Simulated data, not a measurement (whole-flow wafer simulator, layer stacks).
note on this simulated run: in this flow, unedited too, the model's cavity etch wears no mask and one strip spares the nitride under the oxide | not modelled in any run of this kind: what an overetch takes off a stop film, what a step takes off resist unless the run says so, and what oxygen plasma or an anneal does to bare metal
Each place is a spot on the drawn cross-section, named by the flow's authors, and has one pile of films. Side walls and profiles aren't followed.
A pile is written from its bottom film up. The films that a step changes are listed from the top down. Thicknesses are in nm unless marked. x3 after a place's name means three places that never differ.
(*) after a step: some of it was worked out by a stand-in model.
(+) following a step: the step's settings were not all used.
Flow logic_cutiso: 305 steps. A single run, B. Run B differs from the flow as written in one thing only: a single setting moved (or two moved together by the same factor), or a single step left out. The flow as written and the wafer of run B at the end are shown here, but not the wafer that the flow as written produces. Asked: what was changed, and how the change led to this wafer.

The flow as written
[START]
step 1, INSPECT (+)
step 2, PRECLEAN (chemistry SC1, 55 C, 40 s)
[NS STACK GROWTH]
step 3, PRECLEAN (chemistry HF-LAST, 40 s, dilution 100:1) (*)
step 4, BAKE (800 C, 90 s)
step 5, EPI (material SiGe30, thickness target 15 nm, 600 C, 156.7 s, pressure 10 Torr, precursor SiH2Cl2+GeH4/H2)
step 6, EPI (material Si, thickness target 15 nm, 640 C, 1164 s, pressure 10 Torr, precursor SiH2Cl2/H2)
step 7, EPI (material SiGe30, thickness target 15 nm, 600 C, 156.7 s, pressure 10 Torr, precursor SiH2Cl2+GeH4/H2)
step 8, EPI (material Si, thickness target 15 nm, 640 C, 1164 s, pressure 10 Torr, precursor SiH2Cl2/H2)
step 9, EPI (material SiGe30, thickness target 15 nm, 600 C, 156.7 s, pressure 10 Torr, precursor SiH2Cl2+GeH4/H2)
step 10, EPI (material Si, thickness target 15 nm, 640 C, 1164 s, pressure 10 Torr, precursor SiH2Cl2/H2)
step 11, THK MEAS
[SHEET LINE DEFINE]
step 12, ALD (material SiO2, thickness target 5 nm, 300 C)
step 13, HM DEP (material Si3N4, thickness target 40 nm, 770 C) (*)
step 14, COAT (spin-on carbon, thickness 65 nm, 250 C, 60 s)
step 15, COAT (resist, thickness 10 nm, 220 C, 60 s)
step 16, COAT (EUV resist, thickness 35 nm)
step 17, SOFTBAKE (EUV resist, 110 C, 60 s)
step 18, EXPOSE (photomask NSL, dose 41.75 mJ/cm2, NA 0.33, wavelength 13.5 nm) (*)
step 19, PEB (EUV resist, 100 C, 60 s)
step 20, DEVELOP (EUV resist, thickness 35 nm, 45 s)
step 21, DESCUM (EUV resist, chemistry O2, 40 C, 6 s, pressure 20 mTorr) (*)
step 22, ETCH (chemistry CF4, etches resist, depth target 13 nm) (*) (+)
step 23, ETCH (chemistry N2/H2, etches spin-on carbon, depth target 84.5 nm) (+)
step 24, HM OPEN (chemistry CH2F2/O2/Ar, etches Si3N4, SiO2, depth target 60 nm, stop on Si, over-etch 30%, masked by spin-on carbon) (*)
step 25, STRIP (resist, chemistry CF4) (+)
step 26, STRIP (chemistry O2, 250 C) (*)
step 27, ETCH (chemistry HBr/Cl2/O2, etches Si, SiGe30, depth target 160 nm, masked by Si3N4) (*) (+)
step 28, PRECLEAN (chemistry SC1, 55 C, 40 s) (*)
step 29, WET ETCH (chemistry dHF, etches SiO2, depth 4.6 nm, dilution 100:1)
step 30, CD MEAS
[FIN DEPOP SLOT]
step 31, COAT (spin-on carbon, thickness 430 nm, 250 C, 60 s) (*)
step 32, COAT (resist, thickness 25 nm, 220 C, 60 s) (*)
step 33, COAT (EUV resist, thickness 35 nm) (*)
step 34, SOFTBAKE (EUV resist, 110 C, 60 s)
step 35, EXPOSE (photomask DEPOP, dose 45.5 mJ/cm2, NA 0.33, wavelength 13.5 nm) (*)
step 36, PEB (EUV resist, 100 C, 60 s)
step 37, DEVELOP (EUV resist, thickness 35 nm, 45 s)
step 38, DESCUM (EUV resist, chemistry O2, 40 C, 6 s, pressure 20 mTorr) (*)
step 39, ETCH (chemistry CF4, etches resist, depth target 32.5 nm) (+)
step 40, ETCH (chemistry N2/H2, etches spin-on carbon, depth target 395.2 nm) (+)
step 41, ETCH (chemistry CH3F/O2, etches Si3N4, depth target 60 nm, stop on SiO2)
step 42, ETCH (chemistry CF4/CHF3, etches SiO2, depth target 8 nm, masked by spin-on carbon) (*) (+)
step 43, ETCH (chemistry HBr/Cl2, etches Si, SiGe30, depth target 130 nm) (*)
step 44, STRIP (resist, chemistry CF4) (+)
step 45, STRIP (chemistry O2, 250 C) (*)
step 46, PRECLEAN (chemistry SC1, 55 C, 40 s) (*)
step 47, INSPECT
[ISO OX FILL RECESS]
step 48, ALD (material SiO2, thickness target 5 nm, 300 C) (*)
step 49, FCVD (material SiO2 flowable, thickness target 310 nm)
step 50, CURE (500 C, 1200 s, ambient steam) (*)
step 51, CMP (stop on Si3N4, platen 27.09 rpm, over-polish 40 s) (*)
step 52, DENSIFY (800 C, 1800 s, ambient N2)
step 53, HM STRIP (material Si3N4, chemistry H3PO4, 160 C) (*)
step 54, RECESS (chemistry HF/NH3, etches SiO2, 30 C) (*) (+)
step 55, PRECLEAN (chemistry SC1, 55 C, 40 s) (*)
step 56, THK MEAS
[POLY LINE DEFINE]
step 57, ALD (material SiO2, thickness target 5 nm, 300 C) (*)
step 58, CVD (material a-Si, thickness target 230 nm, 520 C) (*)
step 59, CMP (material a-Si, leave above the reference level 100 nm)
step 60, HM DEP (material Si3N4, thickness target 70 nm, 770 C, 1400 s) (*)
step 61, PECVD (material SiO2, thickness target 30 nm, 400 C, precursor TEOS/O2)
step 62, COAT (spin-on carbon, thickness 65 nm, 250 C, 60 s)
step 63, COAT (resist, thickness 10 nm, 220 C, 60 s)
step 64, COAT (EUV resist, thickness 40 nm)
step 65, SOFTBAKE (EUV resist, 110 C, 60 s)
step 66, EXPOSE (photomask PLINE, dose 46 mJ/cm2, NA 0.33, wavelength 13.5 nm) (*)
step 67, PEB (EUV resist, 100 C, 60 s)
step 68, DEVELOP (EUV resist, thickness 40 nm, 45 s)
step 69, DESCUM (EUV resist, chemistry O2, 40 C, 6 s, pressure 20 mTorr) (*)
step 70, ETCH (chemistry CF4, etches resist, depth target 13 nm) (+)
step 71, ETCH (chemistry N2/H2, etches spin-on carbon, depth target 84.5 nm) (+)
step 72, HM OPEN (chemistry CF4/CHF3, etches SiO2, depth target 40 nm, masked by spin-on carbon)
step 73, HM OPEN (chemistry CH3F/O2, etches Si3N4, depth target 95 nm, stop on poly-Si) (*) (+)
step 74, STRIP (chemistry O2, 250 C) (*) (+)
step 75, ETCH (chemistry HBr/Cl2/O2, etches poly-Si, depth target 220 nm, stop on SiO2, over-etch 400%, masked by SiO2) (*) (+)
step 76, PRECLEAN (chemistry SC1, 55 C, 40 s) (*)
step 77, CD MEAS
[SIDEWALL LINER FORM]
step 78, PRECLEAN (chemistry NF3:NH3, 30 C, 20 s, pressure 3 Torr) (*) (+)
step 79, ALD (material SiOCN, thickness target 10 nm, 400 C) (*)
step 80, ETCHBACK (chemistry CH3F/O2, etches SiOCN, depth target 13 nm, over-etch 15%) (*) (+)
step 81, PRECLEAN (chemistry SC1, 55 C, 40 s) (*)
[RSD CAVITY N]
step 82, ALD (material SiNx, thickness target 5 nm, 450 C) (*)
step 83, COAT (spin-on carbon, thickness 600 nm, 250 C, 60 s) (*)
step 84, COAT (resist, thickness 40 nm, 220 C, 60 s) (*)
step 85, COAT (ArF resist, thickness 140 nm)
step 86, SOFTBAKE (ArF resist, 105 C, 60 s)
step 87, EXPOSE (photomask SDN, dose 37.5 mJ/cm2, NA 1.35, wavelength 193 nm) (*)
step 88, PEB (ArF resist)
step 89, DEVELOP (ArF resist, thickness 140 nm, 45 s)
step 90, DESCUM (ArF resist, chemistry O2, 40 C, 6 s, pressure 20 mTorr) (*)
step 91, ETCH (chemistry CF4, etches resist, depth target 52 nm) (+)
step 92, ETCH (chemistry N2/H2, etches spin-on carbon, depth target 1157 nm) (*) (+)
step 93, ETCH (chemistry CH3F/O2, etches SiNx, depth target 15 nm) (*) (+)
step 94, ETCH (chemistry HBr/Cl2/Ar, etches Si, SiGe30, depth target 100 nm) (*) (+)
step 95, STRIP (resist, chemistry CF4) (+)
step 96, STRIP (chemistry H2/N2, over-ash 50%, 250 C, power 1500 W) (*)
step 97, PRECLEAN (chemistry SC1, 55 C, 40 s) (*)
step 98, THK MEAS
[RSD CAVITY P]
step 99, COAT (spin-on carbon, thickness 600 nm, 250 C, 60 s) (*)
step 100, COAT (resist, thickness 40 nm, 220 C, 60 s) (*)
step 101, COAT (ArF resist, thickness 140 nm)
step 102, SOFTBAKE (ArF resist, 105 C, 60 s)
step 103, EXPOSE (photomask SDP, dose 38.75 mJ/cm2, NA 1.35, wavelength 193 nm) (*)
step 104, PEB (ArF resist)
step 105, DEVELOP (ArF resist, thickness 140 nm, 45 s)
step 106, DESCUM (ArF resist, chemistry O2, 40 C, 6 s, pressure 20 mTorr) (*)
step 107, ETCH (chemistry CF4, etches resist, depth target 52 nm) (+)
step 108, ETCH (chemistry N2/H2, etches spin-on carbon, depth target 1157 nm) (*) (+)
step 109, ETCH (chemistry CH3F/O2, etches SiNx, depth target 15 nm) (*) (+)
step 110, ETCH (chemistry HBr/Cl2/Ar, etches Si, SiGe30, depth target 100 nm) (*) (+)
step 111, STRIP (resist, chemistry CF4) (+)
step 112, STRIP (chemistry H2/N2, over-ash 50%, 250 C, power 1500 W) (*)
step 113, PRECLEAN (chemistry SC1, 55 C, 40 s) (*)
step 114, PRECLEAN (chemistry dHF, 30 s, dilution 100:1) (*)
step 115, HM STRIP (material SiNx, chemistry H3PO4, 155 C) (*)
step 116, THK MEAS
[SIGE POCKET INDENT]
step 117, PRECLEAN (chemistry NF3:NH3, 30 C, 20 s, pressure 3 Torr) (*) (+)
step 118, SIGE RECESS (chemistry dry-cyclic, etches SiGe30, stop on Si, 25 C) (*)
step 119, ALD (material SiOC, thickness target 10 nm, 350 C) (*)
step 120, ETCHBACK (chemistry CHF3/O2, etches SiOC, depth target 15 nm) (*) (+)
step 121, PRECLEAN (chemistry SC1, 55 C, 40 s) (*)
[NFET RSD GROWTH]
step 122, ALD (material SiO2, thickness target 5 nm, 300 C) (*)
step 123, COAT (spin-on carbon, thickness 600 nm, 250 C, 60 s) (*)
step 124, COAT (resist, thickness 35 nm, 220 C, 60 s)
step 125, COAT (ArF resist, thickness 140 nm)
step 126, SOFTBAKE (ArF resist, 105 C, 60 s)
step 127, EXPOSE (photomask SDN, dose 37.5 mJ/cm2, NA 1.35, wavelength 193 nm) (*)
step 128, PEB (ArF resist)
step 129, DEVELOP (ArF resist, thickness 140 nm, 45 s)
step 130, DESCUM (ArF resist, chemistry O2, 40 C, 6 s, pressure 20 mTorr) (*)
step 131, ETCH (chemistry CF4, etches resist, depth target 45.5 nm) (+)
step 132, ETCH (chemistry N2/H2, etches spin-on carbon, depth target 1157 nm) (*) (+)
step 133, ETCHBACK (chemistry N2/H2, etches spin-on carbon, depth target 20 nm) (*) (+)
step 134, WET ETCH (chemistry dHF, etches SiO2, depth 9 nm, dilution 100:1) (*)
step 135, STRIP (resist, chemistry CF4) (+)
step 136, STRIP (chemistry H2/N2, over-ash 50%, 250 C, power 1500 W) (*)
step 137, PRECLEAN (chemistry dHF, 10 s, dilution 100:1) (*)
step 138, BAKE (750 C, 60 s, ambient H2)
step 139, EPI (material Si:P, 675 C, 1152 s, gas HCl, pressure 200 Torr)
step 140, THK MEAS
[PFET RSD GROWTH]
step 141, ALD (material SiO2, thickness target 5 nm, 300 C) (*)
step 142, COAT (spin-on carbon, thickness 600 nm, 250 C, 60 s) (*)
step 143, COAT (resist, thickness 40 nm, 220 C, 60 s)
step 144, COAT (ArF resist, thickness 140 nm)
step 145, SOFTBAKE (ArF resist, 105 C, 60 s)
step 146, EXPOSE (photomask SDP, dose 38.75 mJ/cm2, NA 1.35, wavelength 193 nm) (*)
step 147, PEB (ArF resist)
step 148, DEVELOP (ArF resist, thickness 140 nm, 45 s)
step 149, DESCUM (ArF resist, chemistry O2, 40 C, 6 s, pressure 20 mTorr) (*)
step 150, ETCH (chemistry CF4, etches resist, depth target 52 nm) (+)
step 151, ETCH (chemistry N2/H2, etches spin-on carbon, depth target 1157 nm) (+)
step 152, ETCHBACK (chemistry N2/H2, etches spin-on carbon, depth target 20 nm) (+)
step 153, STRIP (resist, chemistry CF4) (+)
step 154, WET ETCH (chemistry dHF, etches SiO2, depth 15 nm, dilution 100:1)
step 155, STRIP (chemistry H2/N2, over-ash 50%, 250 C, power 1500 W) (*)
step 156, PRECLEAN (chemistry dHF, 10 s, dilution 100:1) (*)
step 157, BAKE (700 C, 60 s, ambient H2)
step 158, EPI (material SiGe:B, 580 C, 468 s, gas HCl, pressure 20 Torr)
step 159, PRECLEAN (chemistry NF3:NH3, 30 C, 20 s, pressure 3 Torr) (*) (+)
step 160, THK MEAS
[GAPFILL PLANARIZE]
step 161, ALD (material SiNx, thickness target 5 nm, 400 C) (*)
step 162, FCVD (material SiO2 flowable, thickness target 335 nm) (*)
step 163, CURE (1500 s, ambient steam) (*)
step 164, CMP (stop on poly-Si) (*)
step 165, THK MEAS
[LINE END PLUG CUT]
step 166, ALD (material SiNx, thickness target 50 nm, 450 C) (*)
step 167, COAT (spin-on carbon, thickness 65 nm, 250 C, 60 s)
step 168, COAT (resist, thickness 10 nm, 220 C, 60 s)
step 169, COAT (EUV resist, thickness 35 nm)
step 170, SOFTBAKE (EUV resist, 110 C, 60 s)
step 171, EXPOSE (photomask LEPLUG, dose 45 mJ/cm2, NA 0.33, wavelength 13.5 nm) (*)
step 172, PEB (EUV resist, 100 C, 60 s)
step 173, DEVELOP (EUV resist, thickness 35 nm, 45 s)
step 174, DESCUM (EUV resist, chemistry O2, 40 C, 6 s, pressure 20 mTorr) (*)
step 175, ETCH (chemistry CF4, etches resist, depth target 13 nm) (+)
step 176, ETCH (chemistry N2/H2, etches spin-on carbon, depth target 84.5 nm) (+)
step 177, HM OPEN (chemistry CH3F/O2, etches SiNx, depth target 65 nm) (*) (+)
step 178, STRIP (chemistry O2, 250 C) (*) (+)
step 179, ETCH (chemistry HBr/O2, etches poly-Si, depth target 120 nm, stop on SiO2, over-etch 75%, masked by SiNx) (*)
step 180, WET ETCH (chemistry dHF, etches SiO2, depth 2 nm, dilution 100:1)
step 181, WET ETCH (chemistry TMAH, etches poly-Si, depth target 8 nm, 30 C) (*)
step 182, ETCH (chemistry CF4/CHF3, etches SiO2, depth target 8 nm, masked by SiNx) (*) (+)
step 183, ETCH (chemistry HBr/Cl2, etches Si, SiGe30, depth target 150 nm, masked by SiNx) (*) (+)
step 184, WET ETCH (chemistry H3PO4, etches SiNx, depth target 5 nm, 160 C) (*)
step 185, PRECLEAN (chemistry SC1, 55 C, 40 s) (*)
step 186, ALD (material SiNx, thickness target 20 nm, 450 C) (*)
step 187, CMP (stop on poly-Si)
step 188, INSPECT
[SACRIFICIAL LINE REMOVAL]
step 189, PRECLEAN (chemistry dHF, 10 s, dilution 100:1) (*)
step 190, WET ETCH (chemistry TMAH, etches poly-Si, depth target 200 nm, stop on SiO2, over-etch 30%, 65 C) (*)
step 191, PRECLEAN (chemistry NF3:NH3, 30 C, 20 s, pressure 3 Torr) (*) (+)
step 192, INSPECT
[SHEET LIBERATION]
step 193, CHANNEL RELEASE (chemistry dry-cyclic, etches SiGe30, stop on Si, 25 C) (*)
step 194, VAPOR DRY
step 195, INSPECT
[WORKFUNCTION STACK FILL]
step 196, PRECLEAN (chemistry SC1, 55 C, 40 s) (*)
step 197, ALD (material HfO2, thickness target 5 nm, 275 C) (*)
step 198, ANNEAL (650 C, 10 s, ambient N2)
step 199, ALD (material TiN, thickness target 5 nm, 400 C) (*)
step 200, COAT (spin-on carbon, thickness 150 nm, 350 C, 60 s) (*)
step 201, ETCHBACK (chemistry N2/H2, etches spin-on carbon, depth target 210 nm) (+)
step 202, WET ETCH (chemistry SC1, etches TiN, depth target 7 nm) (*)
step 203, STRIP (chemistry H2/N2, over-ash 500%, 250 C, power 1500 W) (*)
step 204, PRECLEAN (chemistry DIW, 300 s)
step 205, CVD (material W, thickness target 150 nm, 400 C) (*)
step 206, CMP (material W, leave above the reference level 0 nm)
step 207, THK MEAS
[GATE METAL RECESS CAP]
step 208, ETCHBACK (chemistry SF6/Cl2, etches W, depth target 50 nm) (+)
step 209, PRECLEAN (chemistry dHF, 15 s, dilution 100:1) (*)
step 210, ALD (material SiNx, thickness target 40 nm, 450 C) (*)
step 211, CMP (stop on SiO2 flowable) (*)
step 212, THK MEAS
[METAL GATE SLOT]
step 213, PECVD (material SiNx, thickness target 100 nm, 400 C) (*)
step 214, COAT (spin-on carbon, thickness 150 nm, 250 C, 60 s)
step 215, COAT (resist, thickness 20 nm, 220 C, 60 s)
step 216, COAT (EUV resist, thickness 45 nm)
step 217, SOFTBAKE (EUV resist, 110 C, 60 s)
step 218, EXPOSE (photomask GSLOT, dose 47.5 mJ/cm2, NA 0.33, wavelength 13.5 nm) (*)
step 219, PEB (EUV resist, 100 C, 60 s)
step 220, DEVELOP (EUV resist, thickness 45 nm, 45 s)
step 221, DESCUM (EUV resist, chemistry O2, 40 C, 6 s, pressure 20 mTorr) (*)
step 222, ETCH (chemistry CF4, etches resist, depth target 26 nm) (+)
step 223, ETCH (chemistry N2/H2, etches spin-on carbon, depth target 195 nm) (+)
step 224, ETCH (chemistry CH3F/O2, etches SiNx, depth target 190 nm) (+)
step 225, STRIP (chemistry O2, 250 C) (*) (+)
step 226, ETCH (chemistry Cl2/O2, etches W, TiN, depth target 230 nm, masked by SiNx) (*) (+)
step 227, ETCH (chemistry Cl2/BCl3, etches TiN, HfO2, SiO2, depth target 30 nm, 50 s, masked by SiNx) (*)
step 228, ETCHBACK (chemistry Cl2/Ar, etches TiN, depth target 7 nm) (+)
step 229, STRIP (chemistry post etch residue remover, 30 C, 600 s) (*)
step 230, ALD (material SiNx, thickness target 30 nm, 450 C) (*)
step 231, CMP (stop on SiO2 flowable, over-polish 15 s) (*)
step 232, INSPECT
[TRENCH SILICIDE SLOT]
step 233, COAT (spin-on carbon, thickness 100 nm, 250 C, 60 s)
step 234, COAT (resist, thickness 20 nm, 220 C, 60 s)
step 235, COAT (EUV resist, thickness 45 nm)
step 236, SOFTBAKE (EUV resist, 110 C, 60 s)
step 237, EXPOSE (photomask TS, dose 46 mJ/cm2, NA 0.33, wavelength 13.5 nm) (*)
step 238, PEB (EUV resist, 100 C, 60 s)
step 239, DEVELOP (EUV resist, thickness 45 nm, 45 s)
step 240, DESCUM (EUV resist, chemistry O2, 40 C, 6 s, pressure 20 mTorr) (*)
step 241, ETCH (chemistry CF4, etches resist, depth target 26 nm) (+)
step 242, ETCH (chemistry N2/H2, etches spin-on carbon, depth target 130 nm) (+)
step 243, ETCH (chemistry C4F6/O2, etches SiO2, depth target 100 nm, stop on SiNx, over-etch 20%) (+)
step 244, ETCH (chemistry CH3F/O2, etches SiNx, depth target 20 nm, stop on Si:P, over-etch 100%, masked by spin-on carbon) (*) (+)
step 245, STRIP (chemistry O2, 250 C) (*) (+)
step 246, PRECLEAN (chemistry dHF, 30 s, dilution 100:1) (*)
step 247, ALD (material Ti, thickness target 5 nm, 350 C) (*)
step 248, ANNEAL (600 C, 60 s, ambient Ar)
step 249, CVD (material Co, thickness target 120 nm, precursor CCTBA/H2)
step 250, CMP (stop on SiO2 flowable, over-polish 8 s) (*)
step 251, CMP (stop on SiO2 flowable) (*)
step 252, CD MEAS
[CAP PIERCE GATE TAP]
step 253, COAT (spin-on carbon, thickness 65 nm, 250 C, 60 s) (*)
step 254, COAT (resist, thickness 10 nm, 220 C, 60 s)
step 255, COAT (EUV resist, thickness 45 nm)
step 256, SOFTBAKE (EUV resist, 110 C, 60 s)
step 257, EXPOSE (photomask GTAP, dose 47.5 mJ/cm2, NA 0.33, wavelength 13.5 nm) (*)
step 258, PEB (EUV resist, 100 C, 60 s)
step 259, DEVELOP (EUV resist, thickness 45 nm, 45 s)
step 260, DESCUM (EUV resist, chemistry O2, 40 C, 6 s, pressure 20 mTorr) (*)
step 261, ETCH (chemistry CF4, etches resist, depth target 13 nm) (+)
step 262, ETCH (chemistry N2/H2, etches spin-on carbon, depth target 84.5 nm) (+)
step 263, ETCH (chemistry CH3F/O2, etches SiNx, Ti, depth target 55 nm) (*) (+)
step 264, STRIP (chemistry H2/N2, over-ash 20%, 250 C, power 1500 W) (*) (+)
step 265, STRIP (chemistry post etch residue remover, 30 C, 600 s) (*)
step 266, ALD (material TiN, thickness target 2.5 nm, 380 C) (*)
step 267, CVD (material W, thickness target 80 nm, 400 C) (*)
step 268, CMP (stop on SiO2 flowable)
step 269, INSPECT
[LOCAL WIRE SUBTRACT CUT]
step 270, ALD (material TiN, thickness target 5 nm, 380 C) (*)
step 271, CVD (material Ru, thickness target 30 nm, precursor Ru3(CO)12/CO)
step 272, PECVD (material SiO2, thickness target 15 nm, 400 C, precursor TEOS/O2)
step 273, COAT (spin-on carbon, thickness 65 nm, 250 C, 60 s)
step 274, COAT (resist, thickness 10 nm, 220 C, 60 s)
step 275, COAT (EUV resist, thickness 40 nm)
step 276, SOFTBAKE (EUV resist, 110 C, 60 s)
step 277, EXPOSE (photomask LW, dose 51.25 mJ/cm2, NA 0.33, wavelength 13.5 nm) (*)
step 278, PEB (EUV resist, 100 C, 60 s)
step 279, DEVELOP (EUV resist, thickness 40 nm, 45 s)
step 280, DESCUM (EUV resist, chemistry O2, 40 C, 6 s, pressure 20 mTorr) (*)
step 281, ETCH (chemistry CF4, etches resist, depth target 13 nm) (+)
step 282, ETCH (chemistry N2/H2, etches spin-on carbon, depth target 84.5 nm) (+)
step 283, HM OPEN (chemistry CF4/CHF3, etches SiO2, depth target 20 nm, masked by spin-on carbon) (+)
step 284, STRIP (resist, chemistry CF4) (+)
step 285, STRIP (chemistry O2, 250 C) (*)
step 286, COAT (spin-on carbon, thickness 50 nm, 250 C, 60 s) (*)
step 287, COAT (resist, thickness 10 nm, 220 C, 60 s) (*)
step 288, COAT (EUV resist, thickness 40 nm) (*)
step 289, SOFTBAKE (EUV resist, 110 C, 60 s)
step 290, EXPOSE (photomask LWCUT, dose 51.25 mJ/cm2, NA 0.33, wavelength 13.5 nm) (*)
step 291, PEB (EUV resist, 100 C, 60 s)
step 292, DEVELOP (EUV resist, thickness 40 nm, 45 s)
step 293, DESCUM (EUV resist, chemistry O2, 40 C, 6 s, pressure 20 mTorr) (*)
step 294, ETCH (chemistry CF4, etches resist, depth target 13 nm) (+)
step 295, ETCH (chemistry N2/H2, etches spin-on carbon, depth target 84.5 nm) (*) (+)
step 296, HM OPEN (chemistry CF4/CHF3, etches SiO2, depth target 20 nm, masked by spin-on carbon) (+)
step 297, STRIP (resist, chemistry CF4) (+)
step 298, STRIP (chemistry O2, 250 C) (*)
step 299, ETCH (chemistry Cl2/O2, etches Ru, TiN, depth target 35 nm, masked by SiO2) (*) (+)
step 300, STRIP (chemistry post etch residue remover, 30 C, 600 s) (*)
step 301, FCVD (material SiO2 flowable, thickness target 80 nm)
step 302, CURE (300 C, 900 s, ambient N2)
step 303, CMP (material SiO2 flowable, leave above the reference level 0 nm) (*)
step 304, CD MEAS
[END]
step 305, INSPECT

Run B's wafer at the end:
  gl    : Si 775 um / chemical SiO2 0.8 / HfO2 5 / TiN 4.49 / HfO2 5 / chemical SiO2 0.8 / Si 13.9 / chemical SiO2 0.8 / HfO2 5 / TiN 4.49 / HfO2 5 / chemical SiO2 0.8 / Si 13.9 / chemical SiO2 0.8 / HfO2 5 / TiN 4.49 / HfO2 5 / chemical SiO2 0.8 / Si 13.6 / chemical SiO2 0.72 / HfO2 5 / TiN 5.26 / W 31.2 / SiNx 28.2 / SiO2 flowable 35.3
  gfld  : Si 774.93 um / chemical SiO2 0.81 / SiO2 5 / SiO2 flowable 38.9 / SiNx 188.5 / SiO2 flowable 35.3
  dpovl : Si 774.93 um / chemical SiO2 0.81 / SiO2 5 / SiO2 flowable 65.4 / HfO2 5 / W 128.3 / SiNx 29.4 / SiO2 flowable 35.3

Cause: step 10, EPI: thickness target 15.8 nm was run, whereas the flow has thickness target 15 nm; step 10, EPI: 1223 s was run, where the flow has 1164 s.

The path from the change to this, step by step:
  step 10, EPI (material Si, thickness target 15 nm, 640 C, 1164 s, pressure 10 Torr, precursor SiH2Cl2/H2)
      depop, dpovl, gfld and 19 more: +15.8 Si (new film) (it would be, as written: +15 Si (new film))
  step 27, ETCH (chemistry HBr/Cl2/O2, etches Si, SiGe30, depth target 160 nm, masked by Si3N4) (*) (+)
      gfld, gxf, iso, lnri: -0.79 chemical SiO2 (all of it), -12.1 Si (all of it), -15 SiGe30 (all of it), -15 Si (all of it), -15 SiGe30 (all of it), -15 Si (all of it), -15 SiGe30 (all of it), -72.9 Si (it would be, as written: -0.79 chemical SiO2 (all of it), -11.4 Si (all of it), -15 SiGe30 (all of it), -15 Si (all of it), -15 SiGe30 (all of it), -15 Si (all of it), -15 SiGe30 (all of it), -73.6 Si)
      dpovl, nsgap: -0.79 chemical SiO2 (all of it), -12.5 Si (all of it), -15 SiGe30 (all of it), -15 Si (all of it), -15 SiGe30 (all of it), -15 Si (all of it), -15 SiGe30 (all of it), -72.5 Si (it would be, as written: -0.79 chemical SiO2 (all of it), -11.8 Si (all of it), -15 SiGe30 (all of it), -15 Si (all of it), -15 SiGe30 (all of it), -15 Si (all of it), -15 SiGe30 (all of it), -73.2 Si)
      (also at 1 further place)
  step 43, ETCH (chemistry HBr/Cl2, etches Si, SiGe30, depth target 130 nm) (*)
      depop: -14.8 Si (all of it), -15 SiGe30 (all of it), -15 Si (all of it), -15 SiGe30 (all of it), -15 Si (all of it), -15 SiGe30 (all of it), -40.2 Si (it would be, as written: -14 Si (all of it), -15 SiGe30 (all of it), -15 Si (all of it), -15 SiGe30 (all of it), -15 Si (all of it), -15 SiGe30 (all of it), -41 Si)
  step 94, ETCH (chemistry HBr/Cl2/Ar, etches Si, SiGe30, depth target 100 nm) (*) (+)
      rsdn, rsdx: -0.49 chemical SiO2 (all of it), -13.6 Si (all of it), -15 SiGe30 (all of it), -15 Si (all of it), -15 SiGe30 (all of it), -15 Si (all of it), -15 SiGe30 (all of it), -11.4 Si (it would be, as written: -0.49 chemical SiO2 (all of it), -12.8 Si (all of it), -15 SiGe30 (all of it), -15 Si (all of it), -15 SiGe30 (all of it), -15 Si (all of it), -15 SiGe30 (all of it), -12.2 Si)
  step 110, ETCH (chemistry HBr/Cl2/Ar, etches Si, SiGe30, depth target 100 nm) (*) (+)
      rsdp, rsdw: -0.49 chemical SiO2 (all of it), -13.6 Si (all of it), -15 SiGe30 (all of it), -15 Si (all of it), -15 SiGe30 (all of it), -15 Si (all of it), -15 SiGe30 (all of it), -11.4 Si (it would be, as written: -0.49 chemical SiO2 (all of it), -12.8 Si (all of it), -15 SiGe30 (all of it), -15 Si (all of it), -15 SiGe30 (all of it), -15 Si (all of it), -15 SiGe30 (all of it), -12.2 Si)
  step 183, ETCH (chemistry HBr/Cl2, etches Si, SiGe30, depth target 150 nm, masked by SiNx) (*) (+)
      plug: -14.3 Si (all of it), -15 SiGe30 (all of it), -15 Si (all of it), -15 SiGe30 (all of it), -15 Si (all of it), -15 SiGe30 (all of it), -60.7 Si (it would be, as written: -13.6 Si (all of it), -15 SiGe30 (all of it), -15 Si (all of it), -15 SiGe30 (all of it), -15 Si (all of it), -15 SiGe30 (all of it), -61.4 Si)
